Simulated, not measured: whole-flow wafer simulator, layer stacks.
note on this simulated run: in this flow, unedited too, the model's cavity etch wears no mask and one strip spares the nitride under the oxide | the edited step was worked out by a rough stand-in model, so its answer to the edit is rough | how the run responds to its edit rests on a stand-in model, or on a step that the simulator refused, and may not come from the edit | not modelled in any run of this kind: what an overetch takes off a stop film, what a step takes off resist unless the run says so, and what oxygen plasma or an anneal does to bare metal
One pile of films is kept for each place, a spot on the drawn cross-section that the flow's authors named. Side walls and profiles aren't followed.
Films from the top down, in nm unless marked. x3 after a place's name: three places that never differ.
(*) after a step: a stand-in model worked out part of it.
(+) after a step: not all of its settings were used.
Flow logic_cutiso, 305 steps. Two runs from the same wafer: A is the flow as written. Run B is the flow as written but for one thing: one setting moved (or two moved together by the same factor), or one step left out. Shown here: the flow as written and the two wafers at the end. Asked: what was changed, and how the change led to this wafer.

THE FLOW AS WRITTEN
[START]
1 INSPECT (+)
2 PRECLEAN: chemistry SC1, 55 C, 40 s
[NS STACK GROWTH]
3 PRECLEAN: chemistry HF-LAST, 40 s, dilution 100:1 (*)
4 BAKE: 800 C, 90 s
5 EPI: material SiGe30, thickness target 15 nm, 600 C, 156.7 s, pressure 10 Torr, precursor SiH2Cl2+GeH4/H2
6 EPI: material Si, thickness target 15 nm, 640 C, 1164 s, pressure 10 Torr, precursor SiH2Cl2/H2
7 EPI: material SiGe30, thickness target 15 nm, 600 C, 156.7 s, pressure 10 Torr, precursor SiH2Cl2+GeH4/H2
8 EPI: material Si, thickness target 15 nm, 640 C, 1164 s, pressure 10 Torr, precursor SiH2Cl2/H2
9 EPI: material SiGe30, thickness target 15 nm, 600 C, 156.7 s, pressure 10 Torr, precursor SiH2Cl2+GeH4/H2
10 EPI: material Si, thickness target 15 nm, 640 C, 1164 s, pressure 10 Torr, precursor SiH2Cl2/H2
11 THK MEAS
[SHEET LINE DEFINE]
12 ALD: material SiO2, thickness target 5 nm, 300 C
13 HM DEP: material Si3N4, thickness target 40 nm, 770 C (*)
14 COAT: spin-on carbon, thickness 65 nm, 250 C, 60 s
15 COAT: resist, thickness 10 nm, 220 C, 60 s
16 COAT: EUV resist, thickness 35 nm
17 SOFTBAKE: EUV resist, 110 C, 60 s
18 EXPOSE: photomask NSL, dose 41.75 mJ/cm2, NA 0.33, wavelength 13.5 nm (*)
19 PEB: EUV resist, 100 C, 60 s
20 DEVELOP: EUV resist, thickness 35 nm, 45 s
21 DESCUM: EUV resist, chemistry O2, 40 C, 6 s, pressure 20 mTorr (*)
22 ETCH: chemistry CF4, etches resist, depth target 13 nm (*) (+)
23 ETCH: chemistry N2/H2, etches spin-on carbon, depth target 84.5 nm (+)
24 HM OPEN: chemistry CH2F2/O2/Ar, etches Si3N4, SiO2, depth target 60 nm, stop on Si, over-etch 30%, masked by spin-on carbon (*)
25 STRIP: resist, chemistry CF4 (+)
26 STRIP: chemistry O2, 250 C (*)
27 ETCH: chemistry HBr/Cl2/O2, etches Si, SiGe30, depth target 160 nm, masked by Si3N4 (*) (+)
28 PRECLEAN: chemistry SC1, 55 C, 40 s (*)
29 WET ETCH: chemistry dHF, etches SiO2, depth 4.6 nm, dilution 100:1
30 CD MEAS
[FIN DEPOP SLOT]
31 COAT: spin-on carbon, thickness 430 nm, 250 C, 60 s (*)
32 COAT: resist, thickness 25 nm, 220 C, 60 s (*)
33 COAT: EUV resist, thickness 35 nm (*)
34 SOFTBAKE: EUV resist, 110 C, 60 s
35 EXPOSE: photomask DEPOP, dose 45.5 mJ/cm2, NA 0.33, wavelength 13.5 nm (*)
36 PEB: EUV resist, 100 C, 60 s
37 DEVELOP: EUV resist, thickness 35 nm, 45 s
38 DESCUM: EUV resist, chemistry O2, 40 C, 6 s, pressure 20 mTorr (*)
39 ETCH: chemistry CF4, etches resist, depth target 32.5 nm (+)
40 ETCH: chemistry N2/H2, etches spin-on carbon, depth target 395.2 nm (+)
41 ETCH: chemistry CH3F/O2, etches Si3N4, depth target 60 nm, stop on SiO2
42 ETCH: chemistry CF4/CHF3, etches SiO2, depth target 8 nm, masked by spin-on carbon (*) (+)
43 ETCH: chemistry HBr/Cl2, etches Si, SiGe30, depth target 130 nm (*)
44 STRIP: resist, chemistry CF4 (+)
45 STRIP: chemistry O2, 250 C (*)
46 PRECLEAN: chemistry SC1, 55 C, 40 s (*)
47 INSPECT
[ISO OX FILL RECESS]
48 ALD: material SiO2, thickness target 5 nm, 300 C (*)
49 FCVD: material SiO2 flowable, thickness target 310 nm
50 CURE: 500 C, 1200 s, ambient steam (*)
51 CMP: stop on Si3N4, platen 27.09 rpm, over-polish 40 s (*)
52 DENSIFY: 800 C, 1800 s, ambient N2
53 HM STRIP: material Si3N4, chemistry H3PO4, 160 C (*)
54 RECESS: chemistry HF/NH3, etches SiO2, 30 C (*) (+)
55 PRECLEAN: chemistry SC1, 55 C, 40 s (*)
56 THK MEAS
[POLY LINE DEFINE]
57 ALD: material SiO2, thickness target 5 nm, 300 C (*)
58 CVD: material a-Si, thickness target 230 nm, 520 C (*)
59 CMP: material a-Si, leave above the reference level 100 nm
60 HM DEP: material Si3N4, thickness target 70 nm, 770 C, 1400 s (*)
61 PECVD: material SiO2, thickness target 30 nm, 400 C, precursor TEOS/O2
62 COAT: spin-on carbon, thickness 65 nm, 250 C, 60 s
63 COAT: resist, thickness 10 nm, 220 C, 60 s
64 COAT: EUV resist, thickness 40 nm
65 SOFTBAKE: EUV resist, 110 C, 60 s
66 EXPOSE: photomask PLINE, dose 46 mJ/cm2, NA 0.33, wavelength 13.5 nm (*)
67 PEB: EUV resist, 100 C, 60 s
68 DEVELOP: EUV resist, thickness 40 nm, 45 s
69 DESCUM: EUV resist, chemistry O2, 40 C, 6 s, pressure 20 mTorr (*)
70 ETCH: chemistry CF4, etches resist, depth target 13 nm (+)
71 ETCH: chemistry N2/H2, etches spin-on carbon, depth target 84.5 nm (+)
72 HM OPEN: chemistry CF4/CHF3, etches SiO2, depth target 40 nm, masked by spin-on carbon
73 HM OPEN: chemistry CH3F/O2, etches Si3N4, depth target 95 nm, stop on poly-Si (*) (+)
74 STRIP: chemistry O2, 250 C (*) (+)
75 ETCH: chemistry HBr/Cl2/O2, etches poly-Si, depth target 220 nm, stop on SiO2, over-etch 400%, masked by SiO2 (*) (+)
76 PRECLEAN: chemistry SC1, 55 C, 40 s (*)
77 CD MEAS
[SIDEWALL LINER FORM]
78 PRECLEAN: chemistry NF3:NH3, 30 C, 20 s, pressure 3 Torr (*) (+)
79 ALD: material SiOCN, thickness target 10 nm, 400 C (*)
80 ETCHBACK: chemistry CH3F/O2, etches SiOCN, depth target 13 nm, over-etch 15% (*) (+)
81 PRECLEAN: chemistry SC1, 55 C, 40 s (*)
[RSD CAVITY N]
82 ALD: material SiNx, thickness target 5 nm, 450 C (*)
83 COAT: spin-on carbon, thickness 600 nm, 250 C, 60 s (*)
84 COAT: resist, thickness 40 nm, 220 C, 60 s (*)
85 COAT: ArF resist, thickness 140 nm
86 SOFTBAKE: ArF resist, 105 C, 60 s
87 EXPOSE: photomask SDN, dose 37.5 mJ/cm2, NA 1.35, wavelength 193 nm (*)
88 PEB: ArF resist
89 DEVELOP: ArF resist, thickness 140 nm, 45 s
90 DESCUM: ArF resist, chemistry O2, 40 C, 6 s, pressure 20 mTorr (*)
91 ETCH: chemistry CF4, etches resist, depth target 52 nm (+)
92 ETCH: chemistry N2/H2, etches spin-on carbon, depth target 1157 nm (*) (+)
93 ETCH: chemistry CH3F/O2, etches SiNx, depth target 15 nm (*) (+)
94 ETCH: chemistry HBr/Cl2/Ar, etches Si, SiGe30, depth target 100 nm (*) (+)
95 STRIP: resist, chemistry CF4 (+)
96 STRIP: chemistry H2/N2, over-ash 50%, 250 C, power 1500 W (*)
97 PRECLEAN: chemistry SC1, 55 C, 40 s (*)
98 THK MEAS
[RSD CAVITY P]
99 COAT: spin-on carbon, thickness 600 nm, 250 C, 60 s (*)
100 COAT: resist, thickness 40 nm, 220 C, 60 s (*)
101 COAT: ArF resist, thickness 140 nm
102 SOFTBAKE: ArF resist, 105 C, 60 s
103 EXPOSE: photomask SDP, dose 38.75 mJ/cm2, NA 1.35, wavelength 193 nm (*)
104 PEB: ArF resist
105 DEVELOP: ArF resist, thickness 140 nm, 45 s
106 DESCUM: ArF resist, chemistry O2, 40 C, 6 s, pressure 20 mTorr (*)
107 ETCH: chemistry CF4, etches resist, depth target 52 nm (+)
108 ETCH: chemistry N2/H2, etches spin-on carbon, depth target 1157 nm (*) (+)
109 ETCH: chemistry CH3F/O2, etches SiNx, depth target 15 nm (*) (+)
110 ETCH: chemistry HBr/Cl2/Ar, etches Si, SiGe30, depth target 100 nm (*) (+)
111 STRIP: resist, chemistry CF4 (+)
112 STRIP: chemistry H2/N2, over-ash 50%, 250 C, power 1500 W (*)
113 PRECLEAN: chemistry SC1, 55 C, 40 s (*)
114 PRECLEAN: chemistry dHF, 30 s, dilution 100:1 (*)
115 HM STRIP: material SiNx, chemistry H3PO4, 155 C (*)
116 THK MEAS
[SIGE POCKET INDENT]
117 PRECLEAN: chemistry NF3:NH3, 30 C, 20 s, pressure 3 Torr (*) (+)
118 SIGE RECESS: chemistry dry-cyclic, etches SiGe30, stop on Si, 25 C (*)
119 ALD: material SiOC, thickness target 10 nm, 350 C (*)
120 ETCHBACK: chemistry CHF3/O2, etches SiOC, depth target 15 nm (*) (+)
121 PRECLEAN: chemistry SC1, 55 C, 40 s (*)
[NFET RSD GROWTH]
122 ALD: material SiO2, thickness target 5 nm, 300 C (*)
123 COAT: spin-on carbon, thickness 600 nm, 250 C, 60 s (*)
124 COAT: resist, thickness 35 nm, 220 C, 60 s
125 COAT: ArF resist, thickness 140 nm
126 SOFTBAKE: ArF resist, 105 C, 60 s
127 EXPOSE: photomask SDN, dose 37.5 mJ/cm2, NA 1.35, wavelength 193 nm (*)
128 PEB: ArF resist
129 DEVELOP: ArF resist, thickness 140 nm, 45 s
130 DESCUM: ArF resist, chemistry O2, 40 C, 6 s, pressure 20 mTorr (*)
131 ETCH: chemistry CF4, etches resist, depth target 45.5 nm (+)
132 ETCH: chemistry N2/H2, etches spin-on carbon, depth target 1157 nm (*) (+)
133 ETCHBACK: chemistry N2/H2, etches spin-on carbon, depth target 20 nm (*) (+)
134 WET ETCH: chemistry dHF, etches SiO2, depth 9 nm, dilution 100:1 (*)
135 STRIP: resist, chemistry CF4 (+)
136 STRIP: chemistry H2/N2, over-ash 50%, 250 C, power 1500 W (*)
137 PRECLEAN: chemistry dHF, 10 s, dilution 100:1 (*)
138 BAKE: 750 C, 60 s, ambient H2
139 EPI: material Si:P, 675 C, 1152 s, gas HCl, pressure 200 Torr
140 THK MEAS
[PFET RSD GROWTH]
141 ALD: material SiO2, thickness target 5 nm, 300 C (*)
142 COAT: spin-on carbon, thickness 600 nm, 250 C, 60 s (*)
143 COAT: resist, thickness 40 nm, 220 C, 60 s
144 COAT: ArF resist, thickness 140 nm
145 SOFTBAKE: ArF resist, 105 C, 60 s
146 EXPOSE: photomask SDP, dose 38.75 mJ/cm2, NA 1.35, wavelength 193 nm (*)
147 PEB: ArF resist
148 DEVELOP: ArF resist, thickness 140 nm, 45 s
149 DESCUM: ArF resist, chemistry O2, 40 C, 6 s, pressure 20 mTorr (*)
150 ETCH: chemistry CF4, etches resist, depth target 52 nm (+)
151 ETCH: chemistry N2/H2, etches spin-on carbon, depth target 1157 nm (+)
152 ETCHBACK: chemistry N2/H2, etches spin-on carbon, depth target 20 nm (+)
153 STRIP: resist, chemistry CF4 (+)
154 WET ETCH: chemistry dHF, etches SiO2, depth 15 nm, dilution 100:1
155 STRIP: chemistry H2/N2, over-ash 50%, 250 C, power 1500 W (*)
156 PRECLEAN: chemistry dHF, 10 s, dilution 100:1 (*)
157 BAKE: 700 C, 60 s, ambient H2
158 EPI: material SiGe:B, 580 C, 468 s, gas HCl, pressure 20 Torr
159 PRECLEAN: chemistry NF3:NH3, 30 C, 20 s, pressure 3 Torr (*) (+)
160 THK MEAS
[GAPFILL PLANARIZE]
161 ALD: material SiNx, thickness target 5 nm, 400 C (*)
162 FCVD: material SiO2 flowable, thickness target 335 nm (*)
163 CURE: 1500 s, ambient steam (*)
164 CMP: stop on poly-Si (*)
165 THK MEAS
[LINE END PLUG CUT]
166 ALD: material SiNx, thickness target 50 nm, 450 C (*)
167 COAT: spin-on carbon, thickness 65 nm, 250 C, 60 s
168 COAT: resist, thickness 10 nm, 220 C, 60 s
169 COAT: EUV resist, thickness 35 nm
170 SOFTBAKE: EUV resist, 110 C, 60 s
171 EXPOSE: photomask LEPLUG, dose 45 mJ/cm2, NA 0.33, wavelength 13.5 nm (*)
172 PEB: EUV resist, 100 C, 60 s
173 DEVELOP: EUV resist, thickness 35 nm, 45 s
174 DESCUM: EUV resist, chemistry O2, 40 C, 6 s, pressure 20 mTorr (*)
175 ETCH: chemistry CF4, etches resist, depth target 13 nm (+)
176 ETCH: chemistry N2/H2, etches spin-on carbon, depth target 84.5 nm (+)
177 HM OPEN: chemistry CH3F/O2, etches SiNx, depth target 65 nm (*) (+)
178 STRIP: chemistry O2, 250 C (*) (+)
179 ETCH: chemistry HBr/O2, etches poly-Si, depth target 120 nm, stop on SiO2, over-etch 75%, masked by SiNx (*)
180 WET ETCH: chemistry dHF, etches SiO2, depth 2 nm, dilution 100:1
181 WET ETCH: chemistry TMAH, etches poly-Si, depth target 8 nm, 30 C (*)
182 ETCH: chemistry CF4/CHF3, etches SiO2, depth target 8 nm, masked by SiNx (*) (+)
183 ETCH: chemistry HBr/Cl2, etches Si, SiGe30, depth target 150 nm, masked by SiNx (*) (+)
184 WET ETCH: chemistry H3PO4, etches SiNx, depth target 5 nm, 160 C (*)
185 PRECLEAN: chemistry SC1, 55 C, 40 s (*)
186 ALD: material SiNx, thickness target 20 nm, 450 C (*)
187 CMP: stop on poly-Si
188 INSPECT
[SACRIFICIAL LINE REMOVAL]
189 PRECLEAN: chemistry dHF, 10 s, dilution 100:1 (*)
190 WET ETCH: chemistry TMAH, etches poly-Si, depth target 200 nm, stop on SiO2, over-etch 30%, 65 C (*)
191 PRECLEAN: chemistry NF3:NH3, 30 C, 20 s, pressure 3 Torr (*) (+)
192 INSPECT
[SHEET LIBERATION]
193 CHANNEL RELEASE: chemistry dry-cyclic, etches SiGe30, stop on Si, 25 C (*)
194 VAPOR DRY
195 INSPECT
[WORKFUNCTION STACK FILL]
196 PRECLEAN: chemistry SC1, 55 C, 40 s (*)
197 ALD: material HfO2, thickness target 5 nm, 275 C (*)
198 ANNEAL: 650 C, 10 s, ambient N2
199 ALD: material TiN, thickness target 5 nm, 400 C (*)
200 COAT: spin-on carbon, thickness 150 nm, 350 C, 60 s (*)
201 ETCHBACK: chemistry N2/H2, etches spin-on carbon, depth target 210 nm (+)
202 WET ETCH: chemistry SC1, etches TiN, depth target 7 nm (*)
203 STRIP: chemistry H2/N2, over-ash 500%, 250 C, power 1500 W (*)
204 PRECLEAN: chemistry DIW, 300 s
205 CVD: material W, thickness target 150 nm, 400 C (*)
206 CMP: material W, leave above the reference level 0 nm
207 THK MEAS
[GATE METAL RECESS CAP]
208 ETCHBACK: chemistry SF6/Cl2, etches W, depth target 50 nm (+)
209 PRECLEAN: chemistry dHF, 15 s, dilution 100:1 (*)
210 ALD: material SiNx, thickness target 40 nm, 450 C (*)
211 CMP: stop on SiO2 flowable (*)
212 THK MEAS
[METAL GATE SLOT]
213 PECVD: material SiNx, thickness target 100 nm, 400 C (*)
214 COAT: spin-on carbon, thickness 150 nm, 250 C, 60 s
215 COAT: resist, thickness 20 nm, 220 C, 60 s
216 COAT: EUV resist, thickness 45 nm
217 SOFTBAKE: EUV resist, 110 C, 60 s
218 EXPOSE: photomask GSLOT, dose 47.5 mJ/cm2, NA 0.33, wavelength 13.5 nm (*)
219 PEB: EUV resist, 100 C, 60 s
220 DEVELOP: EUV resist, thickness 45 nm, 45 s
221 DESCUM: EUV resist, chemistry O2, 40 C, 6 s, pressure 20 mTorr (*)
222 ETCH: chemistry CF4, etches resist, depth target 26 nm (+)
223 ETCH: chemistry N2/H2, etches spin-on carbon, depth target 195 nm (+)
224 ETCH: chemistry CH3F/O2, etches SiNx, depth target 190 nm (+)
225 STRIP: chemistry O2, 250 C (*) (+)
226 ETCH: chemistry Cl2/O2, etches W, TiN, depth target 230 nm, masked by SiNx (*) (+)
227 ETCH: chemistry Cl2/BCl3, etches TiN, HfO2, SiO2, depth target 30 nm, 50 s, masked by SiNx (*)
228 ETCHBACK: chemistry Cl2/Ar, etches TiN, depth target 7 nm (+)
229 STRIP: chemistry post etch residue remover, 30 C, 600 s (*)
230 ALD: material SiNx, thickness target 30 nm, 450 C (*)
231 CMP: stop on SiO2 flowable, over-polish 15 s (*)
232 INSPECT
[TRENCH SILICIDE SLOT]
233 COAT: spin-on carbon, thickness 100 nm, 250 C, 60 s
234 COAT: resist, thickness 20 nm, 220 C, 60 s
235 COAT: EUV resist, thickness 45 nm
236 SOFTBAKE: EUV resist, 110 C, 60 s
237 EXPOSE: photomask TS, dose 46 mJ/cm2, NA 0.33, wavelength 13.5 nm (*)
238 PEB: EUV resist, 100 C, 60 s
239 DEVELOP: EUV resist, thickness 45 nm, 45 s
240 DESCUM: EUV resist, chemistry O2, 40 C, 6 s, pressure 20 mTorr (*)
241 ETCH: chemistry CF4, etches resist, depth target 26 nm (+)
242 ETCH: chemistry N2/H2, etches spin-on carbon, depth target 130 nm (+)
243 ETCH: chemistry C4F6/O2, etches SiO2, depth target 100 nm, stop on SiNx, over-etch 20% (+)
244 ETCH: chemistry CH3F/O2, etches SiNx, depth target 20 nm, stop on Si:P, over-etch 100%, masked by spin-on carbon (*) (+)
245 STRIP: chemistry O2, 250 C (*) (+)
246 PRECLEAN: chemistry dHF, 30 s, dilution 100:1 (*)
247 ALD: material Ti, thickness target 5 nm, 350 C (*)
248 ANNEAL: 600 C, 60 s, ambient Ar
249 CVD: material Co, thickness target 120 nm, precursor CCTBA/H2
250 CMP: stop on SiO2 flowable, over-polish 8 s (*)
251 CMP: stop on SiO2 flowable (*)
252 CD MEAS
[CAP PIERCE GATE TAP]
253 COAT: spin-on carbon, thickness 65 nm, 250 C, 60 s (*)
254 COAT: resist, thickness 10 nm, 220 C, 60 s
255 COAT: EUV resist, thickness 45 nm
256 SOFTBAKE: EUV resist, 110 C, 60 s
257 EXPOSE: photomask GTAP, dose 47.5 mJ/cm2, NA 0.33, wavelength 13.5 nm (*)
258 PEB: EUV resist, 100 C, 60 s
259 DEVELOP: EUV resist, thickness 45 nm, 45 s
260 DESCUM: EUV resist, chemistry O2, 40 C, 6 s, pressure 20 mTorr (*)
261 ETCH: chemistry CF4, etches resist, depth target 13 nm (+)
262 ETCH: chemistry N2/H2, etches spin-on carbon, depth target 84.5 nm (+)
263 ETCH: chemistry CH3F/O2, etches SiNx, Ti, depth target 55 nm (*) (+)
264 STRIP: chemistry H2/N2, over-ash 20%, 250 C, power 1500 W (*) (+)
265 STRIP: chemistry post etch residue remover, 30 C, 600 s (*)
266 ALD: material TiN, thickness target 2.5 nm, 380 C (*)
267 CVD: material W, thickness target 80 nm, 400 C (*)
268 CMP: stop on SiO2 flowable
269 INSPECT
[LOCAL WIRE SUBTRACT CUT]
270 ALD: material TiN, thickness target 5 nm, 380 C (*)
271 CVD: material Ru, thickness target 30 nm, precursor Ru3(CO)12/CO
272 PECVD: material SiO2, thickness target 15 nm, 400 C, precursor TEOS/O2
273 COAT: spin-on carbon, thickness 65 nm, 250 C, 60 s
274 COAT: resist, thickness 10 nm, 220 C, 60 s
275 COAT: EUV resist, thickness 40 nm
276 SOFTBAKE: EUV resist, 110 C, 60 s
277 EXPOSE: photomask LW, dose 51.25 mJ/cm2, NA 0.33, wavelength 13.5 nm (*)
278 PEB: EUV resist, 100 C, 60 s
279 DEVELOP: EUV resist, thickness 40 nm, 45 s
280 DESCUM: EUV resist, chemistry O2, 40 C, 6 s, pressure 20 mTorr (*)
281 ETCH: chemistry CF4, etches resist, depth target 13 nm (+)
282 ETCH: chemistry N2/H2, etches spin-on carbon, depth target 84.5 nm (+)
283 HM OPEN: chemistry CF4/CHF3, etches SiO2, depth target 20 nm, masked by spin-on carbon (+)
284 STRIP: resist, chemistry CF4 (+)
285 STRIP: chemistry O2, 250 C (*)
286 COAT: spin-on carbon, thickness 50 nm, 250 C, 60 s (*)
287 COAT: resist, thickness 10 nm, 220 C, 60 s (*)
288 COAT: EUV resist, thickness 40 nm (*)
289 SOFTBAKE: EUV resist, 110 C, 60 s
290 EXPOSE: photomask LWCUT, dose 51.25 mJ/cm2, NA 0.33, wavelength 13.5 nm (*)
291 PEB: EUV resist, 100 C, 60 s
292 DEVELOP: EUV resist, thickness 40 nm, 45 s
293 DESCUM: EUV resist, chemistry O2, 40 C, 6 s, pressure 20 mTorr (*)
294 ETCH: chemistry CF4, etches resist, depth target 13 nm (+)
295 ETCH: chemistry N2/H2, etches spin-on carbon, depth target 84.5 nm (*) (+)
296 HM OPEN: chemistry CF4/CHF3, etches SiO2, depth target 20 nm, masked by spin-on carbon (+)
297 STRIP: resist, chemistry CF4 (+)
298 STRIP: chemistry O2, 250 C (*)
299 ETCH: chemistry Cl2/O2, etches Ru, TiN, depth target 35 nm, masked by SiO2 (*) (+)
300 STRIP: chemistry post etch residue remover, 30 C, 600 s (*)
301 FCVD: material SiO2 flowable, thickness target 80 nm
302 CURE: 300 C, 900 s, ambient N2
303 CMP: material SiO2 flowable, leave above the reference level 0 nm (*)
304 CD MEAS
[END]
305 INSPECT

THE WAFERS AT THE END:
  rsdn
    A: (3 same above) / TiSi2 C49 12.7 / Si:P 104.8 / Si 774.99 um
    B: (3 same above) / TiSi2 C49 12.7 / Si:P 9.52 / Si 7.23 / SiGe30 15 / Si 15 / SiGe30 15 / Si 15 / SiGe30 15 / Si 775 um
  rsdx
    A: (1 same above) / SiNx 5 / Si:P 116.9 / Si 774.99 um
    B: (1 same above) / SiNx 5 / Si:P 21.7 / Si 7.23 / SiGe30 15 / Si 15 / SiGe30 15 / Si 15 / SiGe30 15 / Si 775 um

The cause: step 92, ETCH: depth target 462.8 nm was run, where the flow has depth target 1157 nm.

How the change led to this, step by step:
  92 ETCH: chemistry N2/H2, etches spin-on carbon, depth target 1157 nm (*) (+)
      gl, gxn, tap: A spin-on carbon -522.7 (all of it), SiNx -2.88 | B spin-on carbon -462.8
      lnr, lnrt: A spin-on carbon -524.9 (all of it), SiNx -2.85 | B spin-on carbon -462.8
      (and at 17 more places)
  93 ETCH: chemistry CH3F/O2, etches SiNx, depth target 15 nm (*) (+)
      depop, dpovl, gfld and 12 more: A resist -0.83 | B nothing
      gl, gxn, tap: A SiNx -2.12 (all of it), SiO2 -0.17 | B nothing
      (and at 4 more places)
  94 ETCH: chemistry HBr/Cl2/Ar, etches Si, SiGe30, depth target 100 nm (*) (+)
      rsdn, rsdx: A chemical SiO2 -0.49 (all of it), Si -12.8 (all of it), SiGe30 -15 (all of it), Si -15 (all of it), SiGe30 -15 (all of it), Si -15 (all of it), SiGe30 -15 (all of it), Si -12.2 | B nothing
  95 STRIP: resist, chemistry CF4 (+)
      depop, dpovl, gfld and 9 more: A resist -13 (all of it) | B resist -25.5 (all of it)
      lnrp, plug: A resist -12.9 (all of it) | B resist -25.4 (all of it)
      (and at 1 more place)
  96 STRIP: chemistry H2/N2, over-ash 50%, 250 C, power 1500 W (*)
      gl, gxn, tap: A nothing | B spin-on carbon -59.9 (all of it)
      lnr, lnrt: A nothing | B spin-on carbon -62.1 (all of it)
      (and at 2 more places)
  99 COAT: spin-on carbon, thickness 600 nm, 250 C, 60 s (*)
      gl, gxn: A spin-on carbon +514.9 (new film) | B spin-on carbon +528.7 (new film)
      glp, gxp: A spin-on carbon +509.9 (new film) | B spin-on carbon +528.7 (new film)
      (and at 13 more places)
  108 ETCH: chemistry N2/H2, etches spin-on carbon, depth target 1157 nm (*) (+)
      depop, dpovl, gfld and 14 more: A ArF resist -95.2 (all of it), resist -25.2 | B ArF resist -95.2 (all of it), resist -26.2
      glp, gxp: A spin-on carbon -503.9 (all of it), SiNx -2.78 | B spin-on carbon -522.7 (all of it), SiNx -2.88
      (and at 3 more places)
  111 STRIP: resist, chemistry CF4 (+)
      depop, dpovl, gfld and 6 more: A resist -14 (all of it) | B resist -13 (all of it)
      gl, gxf, gxn, lnr, lnrt, rsdn, rsdx: A resist -14.1 (all of it) | B resist -13 (all of it)
      (and at 1 more place)
  112 STRIP: chemistry H2/N2, over-ash 50%, 250 C, power 1500 W (*)
      gl, gxn: A spin-on carbon -514.9 (all of it) | B spin-on carbon -528.7 (all of it)
      lnr, lnrt: A spin-on carbon -517.6 (all of it) | B spin-on carbon -530.9 (all of it)
      (and at 8 more places)
  114 PRECLEAN: chemistry dHF, 30 s, dilution 100:1 (*)
      gl, gxn, tap: A SiO2 -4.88 | B SiNx -1
      lnr, lnrt: A SiOCN -0.49 | B SiNx -1
      (and at 2 more places)
  115 HM STRIP: material SiNx, chemistry H3PO4, 155 C (*)
      gl, gxn, tap: A SiO2 -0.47 | B SiNx -3.99 (all of it), SiO2 -0.18
      lnr, lnrt: A SiOCN -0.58 | B SiNx -3.99 (all of it), SiOCN -0.22
      (and at 2 more places)
  119 ALD: material SiOC, thickness target 10 nm, 350 C (*)
      gxn: A SiOC +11 (new film) | B SiOC +10 (new film)
  120 ETCHBACK: chemistry CHF3/O2, etches SiOC, depth target 15 nm (*) (+)
      gl, tap: A SiOC -10 (all of it), SiO2 -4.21 (all of it), Si3N4 -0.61 | B SiOC -10 (all of it), SiO2 -5
      rsdn, rsdx: A SiOC -10 (all of it) | B SiOC -10 (all of it), Si -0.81
      (and at 1 more place)
  122 ALD: material SiO2, thickness target 5 nm, 300 C (*)
      gl, tap: A SiO2 +5 (new film) | B SiO2 +5
      gxn: A SiO2 +6.76 (new film) | B SiO2 +5
  123 COAT: spin-on carbon, thickness 600 nm, 250 C, 60 s (*)
      gfld, lnrp: A spin-on carbon +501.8 (new film) | B spin-on carbon +515.2 (new film)
      gxf, plug: A spin-on carbon +501.8 (new film) | B spin-on carbon +515.3 (new film)
      (and at 8 more places)
  132 ETCH: chemistry N2/H2, etches spin-on carbon, depth target 1157 nm (*) (+)
      gl, tap: A spin-on carbon -501.7 (all of it), SiO2 -5 (all of it), Si3N4 -0.5 | B spin-on carbon -510 (all of it), SiO2 -5.55
      rsdn, rsdx: A spin-on carbon -778.1 (all of it) | B spin-on carbon -691.8 (all of it), SiO2 -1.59
      (and at 3 more places)
  ... 6 more steps ...
  164 CMP: stop on poly-Si (*)
      gxn: A SiO2 flowable -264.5 (all of it), SiNx -5 (all of it), SiO2 -1.12 (all of it), Si3N4 -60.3 (all of it) | B SiO2 flowable -263.2 (all of it), SiNx -5 (all of it), SiO2 -2.75 (all of it), Si3N4 -60.3 (all of it)
      lnr: A SiO2 flowable -260.9 (all of it), SiNx -5 (all of it), SiOCN -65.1 | B SiO2 flowable -259.6 (all of it), SiNx -5 (all of it), SiOCN -66.6
      (and at 1 more place)
